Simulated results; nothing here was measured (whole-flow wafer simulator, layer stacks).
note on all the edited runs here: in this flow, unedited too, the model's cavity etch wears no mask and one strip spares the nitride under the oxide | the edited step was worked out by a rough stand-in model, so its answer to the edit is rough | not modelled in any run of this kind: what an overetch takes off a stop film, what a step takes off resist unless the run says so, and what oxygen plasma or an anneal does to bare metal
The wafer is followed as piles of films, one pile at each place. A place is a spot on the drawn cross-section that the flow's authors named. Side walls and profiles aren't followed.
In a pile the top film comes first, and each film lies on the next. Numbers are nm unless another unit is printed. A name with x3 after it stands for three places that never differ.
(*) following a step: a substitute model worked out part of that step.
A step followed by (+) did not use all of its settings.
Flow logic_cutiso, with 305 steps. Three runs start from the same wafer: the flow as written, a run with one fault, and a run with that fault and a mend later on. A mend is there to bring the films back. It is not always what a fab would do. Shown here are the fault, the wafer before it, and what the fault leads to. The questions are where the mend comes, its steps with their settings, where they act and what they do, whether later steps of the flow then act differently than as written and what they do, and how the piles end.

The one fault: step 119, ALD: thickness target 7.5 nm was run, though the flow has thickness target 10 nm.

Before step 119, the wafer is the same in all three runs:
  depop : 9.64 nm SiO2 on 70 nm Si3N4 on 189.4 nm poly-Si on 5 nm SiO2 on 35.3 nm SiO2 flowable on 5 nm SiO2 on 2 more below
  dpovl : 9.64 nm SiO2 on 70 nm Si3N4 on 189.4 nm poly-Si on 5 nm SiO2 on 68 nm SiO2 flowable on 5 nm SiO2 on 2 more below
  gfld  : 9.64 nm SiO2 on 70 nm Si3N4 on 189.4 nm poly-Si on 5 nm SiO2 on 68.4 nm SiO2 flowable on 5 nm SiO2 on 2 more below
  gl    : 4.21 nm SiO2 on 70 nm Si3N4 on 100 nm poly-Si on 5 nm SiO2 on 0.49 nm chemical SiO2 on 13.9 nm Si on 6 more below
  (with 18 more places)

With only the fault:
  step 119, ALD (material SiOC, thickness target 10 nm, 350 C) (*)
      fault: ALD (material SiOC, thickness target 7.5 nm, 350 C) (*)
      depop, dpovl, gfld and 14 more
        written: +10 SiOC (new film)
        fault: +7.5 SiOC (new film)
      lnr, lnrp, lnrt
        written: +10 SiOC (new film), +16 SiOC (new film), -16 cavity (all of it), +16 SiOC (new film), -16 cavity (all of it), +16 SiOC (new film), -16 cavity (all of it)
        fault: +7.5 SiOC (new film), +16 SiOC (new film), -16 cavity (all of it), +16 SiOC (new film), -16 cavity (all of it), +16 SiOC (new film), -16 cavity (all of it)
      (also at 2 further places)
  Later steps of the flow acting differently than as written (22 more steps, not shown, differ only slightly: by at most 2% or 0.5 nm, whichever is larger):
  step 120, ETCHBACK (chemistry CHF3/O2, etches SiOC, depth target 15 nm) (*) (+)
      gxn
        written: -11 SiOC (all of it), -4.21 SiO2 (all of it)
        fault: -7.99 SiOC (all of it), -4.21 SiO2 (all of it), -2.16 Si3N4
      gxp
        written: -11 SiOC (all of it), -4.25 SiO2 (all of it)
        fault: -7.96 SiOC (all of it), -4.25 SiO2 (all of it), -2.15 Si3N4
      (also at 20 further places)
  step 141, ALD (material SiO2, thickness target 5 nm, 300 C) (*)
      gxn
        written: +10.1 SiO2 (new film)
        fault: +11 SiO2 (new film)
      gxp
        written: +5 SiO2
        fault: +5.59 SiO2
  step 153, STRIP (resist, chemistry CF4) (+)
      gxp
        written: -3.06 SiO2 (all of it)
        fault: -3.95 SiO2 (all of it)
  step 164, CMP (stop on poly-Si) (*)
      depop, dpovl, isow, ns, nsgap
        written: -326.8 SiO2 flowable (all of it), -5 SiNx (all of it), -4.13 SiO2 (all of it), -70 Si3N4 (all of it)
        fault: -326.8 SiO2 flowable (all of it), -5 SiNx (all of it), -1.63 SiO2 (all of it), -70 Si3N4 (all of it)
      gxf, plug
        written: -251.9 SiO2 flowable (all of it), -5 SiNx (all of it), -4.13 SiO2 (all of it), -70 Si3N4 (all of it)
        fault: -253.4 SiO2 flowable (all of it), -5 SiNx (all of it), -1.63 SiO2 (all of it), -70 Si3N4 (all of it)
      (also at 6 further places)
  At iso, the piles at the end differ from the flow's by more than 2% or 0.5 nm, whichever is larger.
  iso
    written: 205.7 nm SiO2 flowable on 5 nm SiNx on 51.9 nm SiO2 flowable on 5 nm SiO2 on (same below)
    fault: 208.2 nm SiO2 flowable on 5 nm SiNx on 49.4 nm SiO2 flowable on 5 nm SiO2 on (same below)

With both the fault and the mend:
  After step 119 comes the mend.
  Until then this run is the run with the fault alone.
  step 119a, ALD (material SiOC, thickness target 2.5 nm, 350 C) (*) (the flow's step 119, run once more with other settings)
      depop, dpovl, gfld and 19 more
        +2.5 SiOC
  None of the later steps of the flow differs from how it acts as written, at any place that is followed, by more than 2% or 0.5 nm, whichever is larger.
  By the end, the piles equal the flow's at every place that both follow.
